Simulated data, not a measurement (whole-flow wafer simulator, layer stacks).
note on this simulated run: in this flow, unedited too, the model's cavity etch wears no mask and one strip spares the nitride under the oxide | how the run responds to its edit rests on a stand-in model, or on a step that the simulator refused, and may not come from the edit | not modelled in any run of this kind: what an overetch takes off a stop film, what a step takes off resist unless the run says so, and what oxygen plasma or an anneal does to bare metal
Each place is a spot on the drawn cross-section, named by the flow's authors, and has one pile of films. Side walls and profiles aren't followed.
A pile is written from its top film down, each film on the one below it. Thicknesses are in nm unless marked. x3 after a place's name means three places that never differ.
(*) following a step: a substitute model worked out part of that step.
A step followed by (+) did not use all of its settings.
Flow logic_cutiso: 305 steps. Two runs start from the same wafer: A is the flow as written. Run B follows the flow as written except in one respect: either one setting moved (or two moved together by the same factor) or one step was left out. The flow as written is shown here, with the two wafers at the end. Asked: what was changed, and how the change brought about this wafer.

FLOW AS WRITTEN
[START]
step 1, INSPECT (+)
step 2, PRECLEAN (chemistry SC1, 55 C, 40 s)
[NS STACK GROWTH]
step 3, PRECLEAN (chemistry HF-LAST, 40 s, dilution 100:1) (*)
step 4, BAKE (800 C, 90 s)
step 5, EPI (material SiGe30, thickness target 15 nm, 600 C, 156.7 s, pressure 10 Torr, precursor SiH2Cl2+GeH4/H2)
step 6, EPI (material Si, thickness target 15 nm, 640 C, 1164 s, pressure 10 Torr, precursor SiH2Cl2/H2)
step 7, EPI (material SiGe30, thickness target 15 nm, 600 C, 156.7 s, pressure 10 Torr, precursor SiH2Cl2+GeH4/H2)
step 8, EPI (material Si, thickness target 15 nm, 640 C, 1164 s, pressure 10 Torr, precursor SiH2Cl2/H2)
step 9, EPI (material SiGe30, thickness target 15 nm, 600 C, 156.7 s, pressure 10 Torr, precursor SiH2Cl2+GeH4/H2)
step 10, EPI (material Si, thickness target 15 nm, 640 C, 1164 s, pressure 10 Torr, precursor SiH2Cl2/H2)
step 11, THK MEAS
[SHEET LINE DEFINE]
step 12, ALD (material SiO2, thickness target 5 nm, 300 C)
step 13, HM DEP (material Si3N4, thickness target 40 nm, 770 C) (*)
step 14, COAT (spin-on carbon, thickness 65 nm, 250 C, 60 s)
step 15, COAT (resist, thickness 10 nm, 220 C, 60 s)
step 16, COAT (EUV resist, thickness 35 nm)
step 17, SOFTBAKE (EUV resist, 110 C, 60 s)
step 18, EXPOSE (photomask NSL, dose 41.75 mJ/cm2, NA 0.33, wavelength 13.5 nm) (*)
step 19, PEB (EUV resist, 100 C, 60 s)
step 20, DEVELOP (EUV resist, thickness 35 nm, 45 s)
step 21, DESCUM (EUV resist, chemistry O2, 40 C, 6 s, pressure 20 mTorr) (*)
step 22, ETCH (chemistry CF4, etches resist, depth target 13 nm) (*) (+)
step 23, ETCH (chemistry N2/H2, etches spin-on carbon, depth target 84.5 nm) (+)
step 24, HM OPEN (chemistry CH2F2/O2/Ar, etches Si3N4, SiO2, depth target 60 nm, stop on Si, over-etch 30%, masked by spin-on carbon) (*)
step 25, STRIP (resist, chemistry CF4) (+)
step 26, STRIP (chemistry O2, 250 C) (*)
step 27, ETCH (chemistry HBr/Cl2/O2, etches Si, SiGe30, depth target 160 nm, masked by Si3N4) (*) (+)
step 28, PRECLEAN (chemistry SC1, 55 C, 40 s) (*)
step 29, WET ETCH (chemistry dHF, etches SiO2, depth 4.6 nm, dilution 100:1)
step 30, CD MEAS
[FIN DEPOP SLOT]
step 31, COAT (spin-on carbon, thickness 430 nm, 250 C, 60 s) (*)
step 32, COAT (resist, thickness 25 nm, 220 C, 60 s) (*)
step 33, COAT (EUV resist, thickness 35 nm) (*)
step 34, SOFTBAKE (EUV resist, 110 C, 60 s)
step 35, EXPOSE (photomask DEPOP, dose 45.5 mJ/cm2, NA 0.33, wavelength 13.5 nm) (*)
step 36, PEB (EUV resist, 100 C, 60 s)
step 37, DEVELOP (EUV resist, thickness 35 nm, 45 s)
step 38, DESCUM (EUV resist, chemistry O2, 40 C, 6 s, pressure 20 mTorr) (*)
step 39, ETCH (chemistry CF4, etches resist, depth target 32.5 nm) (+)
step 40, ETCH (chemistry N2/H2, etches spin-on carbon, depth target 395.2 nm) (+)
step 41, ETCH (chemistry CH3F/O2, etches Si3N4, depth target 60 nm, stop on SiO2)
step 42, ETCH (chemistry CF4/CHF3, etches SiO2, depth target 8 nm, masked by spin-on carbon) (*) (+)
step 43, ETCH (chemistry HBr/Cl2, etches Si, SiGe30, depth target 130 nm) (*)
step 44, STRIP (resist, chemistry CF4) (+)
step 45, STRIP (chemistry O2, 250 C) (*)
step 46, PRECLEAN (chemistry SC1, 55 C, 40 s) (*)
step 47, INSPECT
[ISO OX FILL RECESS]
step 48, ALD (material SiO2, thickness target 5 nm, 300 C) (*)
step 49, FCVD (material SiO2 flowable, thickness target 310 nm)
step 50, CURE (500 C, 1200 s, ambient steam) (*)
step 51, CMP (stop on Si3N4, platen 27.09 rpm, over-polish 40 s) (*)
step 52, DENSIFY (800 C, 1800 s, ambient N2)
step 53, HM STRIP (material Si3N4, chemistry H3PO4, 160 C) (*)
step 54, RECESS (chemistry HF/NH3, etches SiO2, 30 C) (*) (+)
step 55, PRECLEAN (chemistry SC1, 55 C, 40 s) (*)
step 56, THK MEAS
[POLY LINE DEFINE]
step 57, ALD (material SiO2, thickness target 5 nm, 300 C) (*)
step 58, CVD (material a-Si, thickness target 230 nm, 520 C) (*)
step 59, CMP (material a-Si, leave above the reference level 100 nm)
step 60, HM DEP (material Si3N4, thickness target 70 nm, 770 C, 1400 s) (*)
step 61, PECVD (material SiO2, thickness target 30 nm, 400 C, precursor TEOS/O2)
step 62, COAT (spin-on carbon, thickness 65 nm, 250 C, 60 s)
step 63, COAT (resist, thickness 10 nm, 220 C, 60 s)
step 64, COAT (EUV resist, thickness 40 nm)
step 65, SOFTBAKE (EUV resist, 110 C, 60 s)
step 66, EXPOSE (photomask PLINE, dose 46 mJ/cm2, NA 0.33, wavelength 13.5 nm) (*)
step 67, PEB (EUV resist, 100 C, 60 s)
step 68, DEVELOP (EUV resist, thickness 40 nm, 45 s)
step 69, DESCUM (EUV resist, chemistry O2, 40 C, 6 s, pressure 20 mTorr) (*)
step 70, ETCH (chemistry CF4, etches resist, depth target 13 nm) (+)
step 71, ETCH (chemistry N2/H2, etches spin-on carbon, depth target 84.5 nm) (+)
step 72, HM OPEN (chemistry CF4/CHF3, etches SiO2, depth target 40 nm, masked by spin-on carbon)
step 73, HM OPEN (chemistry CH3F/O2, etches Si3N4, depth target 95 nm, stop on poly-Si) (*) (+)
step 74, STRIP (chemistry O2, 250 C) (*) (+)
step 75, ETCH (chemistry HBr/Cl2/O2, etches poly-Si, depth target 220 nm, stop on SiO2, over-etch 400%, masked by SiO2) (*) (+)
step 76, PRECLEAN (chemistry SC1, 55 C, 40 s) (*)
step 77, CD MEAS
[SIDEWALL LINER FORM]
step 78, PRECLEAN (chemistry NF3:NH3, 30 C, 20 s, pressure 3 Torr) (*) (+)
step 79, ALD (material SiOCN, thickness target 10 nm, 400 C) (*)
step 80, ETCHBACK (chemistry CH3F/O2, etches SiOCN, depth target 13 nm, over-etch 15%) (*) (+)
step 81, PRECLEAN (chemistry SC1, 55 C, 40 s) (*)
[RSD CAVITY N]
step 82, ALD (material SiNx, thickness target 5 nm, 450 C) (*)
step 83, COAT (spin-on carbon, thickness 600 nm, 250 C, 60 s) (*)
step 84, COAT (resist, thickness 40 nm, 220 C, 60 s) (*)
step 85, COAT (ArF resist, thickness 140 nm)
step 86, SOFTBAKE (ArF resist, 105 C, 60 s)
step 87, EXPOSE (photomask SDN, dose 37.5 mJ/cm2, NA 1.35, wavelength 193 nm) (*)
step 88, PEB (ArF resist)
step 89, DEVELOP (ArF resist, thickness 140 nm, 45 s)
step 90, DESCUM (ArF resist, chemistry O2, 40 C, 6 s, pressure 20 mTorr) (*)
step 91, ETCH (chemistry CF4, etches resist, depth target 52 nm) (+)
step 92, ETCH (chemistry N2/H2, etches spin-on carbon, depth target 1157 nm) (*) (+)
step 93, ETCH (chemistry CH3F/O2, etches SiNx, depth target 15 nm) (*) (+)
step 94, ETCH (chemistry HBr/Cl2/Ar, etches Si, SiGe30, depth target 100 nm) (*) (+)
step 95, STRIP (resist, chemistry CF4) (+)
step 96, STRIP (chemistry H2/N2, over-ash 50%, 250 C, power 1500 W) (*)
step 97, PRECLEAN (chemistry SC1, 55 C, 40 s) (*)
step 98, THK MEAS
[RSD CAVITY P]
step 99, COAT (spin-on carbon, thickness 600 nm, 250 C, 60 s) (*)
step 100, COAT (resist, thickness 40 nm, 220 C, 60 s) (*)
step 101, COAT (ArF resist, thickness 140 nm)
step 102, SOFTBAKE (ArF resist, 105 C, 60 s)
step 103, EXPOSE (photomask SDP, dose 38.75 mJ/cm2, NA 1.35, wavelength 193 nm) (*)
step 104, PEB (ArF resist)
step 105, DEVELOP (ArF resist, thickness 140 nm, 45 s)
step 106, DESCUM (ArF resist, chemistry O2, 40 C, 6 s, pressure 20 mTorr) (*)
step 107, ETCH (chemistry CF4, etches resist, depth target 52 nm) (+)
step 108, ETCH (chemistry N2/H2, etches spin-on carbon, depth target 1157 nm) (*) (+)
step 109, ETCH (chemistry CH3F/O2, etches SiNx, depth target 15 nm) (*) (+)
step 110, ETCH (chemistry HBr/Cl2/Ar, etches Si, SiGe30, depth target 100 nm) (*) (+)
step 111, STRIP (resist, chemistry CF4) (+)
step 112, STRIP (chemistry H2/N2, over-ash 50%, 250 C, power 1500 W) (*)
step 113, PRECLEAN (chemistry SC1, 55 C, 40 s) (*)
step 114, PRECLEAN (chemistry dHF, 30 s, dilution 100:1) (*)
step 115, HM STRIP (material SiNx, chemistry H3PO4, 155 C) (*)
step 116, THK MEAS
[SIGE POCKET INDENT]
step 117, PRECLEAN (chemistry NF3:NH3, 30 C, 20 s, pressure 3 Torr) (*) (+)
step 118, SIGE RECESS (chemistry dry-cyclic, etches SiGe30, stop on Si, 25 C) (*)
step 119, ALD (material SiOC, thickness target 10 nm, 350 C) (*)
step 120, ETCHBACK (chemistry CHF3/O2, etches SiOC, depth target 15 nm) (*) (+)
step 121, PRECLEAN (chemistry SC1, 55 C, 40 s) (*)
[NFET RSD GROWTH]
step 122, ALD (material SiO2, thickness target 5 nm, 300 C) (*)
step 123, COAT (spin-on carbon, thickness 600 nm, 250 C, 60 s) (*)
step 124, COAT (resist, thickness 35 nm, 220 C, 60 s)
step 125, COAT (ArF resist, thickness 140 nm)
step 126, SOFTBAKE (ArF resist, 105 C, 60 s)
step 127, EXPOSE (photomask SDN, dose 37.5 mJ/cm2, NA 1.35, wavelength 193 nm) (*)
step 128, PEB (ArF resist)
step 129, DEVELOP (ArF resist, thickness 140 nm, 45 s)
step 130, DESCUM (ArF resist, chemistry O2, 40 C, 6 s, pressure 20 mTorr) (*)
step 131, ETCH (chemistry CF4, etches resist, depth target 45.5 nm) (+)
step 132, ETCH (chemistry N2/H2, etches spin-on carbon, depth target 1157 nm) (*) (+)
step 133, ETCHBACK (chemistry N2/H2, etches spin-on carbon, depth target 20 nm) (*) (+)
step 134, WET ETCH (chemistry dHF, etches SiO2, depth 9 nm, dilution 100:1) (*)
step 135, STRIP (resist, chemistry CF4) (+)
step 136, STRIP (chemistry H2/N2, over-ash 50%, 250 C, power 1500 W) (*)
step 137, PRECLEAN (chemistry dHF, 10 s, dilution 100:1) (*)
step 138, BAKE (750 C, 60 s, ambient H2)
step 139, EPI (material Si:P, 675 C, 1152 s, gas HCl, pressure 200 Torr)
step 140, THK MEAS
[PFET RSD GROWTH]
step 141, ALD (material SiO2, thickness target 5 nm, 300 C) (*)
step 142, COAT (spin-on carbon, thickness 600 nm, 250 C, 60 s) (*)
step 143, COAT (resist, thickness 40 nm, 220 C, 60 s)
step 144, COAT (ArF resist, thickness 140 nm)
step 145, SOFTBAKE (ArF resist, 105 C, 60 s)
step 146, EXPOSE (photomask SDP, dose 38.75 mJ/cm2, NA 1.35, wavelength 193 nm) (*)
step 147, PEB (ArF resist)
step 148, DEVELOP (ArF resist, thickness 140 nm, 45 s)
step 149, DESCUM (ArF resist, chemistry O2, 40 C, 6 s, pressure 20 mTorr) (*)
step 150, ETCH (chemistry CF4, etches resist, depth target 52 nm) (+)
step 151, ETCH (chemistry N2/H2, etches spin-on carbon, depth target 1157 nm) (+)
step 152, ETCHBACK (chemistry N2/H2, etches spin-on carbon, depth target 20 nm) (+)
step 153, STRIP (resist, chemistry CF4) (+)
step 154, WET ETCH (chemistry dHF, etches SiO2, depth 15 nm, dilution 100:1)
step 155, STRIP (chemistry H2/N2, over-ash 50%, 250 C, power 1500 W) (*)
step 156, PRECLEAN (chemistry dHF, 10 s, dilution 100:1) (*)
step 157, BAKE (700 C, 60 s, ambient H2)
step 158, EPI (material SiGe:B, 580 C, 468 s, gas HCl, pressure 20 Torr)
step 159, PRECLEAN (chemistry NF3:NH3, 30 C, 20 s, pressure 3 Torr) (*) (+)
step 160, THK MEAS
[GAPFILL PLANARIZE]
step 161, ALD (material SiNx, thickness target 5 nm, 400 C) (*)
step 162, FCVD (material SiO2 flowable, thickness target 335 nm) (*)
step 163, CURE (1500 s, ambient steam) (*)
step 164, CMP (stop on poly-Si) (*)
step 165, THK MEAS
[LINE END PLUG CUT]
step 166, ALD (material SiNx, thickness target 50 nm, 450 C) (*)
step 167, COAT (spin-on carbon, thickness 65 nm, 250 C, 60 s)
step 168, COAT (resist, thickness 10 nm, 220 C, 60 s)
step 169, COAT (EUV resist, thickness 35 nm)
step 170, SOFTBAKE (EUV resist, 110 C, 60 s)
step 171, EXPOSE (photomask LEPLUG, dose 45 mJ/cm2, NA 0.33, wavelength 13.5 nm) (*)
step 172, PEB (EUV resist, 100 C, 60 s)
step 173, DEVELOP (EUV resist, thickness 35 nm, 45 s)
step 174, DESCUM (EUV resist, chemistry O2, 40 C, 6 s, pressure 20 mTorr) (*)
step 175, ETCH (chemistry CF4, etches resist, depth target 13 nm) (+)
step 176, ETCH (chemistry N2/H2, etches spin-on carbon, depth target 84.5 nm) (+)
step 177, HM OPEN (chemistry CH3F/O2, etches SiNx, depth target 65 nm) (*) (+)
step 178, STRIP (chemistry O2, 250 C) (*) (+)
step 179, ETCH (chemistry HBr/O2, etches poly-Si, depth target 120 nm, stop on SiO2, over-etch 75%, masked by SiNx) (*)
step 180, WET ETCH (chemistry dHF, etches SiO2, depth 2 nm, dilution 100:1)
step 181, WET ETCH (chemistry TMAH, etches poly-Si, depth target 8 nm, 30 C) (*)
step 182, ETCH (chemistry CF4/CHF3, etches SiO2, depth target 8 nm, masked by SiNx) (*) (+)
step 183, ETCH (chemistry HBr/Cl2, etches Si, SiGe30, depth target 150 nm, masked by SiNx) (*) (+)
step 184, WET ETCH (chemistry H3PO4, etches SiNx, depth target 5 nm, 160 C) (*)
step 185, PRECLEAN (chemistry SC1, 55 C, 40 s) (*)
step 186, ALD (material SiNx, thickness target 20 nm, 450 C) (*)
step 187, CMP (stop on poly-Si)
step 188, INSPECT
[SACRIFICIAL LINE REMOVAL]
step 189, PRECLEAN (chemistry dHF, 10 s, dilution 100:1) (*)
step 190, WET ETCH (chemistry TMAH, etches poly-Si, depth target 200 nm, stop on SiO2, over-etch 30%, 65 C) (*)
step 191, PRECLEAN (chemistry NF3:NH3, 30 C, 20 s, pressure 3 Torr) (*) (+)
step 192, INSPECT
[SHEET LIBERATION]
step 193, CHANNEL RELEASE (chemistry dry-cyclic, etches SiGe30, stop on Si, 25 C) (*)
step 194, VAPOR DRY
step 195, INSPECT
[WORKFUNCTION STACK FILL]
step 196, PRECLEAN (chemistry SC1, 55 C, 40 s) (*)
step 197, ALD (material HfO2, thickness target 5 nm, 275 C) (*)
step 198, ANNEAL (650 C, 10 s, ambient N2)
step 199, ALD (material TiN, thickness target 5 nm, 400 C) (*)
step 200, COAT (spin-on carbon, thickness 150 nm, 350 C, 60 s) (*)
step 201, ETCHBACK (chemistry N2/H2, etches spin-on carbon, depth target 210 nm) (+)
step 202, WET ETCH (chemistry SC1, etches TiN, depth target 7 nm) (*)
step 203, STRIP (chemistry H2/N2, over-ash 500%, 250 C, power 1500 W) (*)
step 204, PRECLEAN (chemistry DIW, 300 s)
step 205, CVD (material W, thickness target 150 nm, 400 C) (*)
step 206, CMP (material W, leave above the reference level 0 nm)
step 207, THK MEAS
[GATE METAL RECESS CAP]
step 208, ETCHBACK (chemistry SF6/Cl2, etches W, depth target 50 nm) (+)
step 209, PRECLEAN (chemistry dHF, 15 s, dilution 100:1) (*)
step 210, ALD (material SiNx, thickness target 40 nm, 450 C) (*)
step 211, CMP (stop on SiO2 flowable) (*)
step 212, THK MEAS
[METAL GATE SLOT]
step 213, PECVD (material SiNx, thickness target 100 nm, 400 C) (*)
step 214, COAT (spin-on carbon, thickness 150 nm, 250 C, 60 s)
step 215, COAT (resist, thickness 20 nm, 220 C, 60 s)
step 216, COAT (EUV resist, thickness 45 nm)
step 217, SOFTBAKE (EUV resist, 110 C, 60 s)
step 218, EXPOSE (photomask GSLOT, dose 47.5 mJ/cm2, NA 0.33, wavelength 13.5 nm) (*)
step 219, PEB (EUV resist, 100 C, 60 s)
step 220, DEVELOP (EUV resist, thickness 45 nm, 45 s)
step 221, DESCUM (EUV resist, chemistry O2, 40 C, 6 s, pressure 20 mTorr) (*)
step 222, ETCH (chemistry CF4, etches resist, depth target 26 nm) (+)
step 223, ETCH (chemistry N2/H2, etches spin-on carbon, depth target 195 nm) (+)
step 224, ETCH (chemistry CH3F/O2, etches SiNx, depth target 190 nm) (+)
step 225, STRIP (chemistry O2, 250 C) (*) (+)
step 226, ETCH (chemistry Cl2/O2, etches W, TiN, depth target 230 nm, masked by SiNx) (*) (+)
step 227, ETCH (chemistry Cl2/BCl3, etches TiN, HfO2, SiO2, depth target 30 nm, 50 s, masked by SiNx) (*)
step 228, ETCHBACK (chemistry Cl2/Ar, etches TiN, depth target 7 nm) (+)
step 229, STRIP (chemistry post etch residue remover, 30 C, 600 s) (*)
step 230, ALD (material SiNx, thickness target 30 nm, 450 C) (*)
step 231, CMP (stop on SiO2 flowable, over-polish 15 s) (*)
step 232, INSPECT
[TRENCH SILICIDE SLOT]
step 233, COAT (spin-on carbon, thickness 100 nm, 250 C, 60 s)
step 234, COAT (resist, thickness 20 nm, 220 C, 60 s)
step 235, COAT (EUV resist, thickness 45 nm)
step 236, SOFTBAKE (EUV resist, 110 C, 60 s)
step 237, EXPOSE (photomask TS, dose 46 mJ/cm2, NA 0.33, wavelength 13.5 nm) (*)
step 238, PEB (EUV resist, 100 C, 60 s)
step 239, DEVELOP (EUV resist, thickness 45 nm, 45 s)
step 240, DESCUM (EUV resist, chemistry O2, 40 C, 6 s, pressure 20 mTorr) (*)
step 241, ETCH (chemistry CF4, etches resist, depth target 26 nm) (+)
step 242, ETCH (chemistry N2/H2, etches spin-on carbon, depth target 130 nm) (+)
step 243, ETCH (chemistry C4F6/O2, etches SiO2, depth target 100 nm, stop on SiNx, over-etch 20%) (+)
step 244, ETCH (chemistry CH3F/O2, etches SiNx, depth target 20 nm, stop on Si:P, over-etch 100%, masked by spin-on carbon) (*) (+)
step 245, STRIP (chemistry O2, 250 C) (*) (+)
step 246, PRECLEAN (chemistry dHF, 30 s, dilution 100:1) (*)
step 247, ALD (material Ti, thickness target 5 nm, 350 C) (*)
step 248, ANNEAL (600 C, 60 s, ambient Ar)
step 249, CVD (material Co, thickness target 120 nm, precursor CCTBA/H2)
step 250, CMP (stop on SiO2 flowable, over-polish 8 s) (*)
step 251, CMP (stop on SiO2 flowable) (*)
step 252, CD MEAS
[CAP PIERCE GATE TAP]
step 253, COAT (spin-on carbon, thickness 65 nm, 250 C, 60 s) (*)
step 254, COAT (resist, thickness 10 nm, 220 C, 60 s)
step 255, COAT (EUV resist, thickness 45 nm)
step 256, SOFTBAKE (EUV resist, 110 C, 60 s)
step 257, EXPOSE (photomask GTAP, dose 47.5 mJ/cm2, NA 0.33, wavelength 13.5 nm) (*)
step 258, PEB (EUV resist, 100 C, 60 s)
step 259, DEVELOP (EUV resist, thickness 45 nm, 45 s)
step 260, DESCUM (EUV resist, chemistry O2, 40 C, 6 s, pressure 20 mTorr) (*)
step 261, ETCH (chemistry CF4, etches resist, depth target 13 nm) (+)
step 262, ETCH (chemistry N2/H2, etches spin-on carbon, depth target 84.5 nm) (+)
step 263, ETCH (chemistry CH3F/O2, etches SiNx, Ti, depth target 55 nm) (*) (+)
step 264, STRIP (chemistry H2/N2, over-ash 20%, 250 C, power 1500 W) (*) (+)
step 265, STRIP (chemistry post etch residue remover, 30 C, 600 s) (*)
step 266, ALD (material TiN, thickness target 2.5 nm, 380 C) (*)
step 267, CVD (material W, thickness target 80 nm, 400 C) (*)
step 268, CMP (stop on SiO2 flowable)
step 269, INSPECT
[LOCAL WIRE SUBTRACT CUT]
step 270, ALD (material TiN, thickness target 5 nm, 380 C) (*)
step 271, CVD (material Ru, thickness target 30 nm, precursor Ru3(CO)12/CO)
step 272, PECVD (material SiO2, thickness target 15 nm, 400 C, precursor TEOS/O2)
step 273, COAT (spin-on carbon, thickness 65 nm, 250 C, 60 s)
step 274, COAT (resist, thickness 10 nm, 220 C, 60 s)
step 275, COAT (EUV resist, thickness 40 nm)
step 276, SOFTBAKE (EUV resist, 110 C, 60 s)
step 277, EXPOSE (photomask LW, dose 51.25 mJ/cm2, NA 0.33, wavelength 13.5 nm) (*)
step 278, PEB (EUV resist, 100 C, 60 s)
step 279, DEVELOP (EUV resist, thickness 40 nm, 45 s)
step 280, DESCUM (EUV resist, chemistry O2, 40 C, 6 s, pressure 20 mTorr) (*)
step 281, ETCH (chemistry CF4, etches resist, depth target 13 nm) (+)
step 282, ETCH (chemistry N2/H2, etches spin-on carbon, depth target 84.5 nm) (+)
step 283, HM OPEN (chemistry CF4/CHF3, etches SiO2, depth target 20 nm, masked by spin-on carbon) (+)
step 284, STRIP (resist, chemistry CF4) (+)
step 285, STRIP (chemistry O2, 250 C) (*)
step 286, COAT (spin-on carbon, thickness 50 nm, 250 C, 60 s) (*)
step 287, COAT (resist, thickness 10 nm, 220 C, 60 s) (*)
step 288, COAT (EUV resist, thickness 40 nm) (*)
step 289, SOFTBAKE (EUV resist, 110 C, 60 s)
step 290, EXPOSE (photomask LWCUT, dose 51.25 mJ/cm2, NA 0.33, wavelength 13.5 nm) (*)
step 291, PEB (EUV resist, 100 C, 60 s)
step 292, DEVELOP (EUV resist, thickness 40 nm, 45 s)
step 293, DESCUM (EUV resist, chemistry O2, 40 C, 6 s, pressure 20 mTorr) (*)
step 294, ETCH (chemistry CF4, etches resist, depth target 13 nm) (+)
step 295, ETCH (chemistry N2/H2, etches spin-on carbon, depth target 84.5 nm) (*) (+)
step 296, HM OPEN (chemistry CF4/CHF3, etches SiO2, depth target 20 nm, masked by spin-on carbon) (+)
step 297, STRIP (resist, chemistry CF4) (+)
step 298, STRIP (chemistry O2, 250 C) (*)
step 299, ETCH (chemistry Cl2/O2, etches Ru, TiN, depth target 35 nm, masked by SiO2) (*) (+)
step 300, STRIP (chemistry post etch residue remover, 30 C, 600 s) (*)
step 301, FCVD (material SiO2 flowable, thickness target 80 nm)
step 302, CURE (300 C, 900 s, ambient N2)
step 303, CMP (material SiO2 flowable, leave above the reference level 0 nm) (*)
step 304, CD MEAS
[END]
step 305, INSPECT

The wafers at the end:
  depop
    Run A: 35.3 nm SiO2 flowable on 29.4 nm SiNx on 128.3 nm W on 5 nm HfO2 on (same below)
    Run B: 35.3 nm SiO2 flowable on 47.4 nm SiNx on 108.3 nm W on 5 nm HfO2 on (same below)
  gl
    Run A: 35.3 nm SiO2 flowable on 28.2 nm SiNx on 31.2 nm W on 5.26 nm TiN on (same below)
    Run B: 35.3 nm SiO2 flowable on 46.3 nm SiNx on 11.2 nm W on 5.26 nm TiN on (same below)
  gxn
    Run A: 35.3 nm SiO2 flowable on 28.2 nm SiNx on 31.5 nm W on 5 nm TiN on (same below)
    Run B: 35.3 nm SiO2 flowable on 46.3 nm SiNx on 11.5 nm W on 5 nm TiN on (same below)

What caused this: step 208, ETCHBACK: depth target 70 nm was run, while the flow as written has depth target 50 nm.

Step by step, how the change led to this:
  step 208, ETCHBACK (chemistry SF6/Cl2, etches W, depth target 50 nm) (+)
      depop, dpovl, gfld and 9 more: A -50 W | B -70 W
      iso, rsdn, rsdp, rsdw, rsdx: A -5 SiO2 flowable | B -7 SiO2 flowable
      (as well as at 5 more places)
  step 210, ALD (material SiNx, thickness target 40 nm, 450 C) (*)
      gfld, gl, glp, gxf, gxn, gxp, tap: A +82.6 SiNx (new film) | B +99.8 SiNx (new film)
      plug: A +42.5 SiNx | B +44.7 SiNx
  step 211, CMP (stop on SiO2 flowable) (*)
      depop, dpovl, isow, ns, nsgap: A -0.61 SiNx | B nothing
      gfld, gl, glp, gxf, gxn, gxp, tap: A -43.2 SiNx | B -42.3 SiNx
      (as well as at 5 more places)
  step 224, ETCH (chemistry CH3F/O2, etches SiNx, depth target 190 nm) (+)
      gfld: A -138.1 SiNx (all of it), -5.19 W | B -156.1 SiNx (all of it), -3.39 W
  step 226, ETCH (chemistry Cl2/O2, etches W, TiN, depth target 230 nm, masked by SiNx) (*) (+)
      depop, dpovl, gl and 18 more: A -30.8 SiNx | B -26.2 SiNx
      gfld: A -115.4 W (all of it), -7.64 TiN (all of it), -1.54 HfO2 | B -97.2 W (all of it), -7.64 TiN (all of it), -1.31 HfO2
  step 231, CMP (stop on SiO2 flowable, over-polish 15 s) (*)
      gfld, gl, glp, gxf, gxn, gxp, plug, tap: A -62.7 SiNx | B -67.3 SiNx
      depop, dpovl, isow, ns, nsgap: A -62.7 SiNx | B -49.9 SiNx
      (as well as at 9 more places)
  step 243, ETCH (chemistry C4F6/O2, etches SiO2, depth target 100 nm, stop on SiNx, over-etch 20%) (+)
      rsdn, rsdp, rsdw: A -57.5 SiO2 flowable (all of it) | B -55.5 SiO2 flowable (all of it)
  step 246, PRECLEAN (chemistry dHF, 30 s, dilution 100:1) (*)
      depop, dpovl, isow, ns, nsgap: A -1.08 SiNx | B -0.52 SiNx
  step 251, CMP (stop on SiO2 flowable) (*)
      rsdx: A -5 Ti (all of it) | B -4.24 Ti
      gfld, gl, glp, gxf, gxn, gxp, plug, tap: A -5 SiNx | B -4.44 SiNx
      (as well as at 8 more places)
  step 263, ETCH (chemistry CH3F/O2, etches SiNx, Ti, depth target 55 nm) (*) (+)
      glp, lnrp, lnrt, plug, rsdn, rsdp, rsdw: A -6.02 resist (all of it), -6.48 spin-on carbon | B -6.02 resist (all of it), -11.9 spin-on carbon
      depop, dpovl, gl, isow, ns, nsgap: A -6.03 resist (all of it), -6.46 spin-on carbon | B -6.03 resist (all of it), -11.8 spin-on carbon
      (as well as at 9 more places)
  step 264, STRIP (chemistry H2/N2, over-ash 20%, 250 C, power 1500 W) (*) (+)
      gfld, gl, gxf, gxn, gxp, lnr, lnri, lnrp: A -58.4 spin-on carbon (all of it) | B -53.1 spin-on carbon (all of it)
      glp, lnrt, plug, rsdn, rsdp, rsdw: A -58.4 spin-on carbon (all of it) | B -53 spin-on carbon (all of it)
      (as well as at 7 more places)
  step 265, STRIP (chemistry post etch residue remover, 30 C, 600 s) (*)
      rsdx: A nothing | B -0.76 Ti (all of it)
      iso: A -0.66 Ti (all of it) | B -1.17 Ti (all of it)
  step 267, CVD (material W, thickness target 80 nm, 400 C) (*)
      tap: A +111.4 W (new film) | B +129.3 W (new film)
  step 268, CMP (stop on SiO2 flowable)
      depop, dpovl, gfld and 9 more: A -80.2 W (all of it), -2.5 TiN (all of it), -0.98 SiNx | B -80.2 W (all of it), -2.5 TiN (all of it), -1.54 SiNx
      lnr, lnri, lnrp, lnrt: A -80 W (all of it), -2.5 TiN (all of it), -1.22 SiOCN | B -80 W (all of it), -2.5 TiN (all of it), -1.78 SiOCN
      (as well as at 3 more places)
